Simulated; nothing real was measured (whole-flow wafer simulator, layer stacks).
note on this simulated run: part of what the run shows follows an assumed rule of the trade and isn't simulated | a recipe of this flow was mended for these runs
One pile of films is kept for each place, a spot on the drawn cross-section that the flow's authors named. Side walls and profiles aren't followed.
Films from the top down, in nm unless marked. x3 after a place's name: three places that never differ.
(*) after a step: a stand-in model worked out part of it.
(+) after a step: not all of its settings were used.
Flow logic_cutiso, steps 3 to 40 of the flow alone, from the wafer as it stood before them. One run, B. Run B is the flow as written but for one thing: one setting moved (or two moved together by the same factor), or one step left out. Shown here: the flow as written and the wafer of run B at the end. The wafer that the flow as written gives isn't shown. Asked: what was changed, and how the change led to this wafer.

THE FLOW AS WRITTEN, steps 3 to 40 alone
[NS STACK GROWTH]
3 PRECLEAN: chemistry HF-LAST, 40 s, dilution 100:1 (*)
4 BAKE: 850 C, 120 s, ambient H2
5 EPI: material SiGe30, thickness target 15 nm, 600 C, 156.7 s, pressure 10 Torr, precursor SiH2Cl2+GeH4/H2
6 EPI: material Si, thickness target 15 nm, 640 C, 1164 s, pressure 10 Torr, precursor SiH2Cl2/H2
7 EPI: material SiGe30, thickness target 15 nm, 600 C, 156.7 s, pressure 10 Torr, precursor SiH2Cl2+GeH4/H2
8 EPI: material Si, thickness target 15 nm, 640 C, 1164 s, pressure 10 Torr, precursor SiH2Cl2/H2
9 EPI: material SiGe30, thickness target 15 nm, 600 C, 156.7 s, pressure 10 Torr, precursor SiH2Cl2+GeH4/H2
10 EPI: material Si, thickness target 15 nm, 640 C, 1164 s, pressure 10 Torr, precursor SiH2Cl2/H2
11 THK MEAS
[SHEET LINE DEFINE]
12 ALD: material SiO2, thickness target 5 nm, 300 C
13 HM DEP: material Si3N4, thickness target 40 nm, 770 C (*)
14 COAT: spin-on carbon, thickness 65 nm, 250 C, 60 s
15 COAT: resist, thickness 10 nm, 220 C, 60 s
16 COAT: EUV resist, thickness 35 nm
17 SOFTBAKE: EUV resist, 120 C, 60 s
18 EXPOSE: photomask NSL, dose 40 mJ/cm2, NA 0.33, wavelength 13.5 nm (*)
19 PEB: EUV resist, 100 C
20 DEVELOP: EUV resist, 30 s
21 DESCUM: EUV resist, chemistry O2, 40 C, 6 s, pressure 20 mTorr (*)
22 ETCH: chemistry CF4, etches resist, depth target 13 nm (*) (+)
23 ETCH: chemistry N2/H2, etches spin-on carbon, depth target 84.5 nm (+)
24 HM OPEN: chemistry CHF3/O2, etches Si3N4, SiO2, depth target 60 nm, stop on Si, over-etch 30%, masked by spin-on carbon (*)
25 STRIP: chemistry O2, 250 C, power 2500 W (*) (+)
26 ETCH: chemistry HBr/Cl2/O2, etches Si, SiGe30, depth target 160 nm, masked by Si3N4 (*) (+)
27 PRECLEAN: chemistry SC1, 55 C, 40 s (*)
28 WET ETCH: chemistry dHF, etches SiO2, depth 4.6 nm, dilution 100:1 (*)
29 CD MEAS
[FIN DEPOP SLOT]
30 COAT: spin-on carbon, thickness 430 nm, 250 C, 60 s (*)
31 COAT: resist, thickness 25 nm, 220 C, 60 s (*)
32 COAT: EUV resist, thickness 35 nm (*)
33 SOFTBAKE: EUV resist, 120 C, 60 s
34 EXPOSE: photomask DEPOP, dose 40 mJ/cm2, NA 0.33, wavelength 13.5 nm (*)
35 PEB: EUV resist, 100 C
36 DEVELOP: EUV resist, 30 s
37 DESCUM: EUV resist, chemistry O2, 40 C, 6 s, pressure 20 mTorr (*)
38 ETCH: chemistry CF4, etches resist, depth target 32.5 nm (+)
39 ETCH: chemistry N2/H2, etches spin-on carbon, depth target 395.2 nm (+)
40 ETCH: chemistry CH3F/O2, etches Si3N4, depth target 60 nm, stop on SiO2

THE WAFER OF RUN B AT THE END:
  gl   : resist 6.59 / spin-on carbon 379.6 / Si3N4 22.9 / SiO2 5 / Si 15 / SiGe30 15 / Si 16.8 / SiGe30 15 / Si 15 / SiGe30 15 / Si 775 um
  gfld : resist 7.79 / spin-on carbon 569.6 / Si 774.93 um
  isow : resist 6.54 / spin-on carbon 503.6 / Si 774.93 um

The cause: step 8, EPI: thickness target 16.8 nm was run, where the flow has thickness target 15 nm; step 8, EPI: 1304 s was run, where the flow has 1164 s.
It can be read off the wafer: gl has Si 16.8, and step 8 as written asks for 15 nm.

How the change led to this, step by step:
  8 EPI: material Si, thickness target 15 nm, 640 C, 1164 s, pressure 10 Torr, precursor SiH2Cl2/H2
      depop, dpovl, gfld and 19 more: Si +16.8 (new film) (as written it would be: Si +15 (new film))
  26 ETCH: chemistry HBr/Cl2/O2, etches Si, SiGe30, depth target 160 nm, masked by Si3N4 (*) (+)
      dpovl, gfld, gxf, iso, isow, lnri, nsgap: chemical SiO2 -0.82 (all of it), Si -12 (all of it), SiGe30 -15 (all of it), Si -16.8 (all of it), SiGe30 -15 (all of it), Si -15 (all of it), SiGe30 -15 (all of it), Si -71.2 (as written it would be: chemical SiO2 -0.82 (all of it), Si -12 (all of it), SiGe30 -15 (all of it), Si -15 (all of it), SiGe30 -15 (all of it), Si -15 (all of it), SiGe30 -15 (all of it), Si -73)
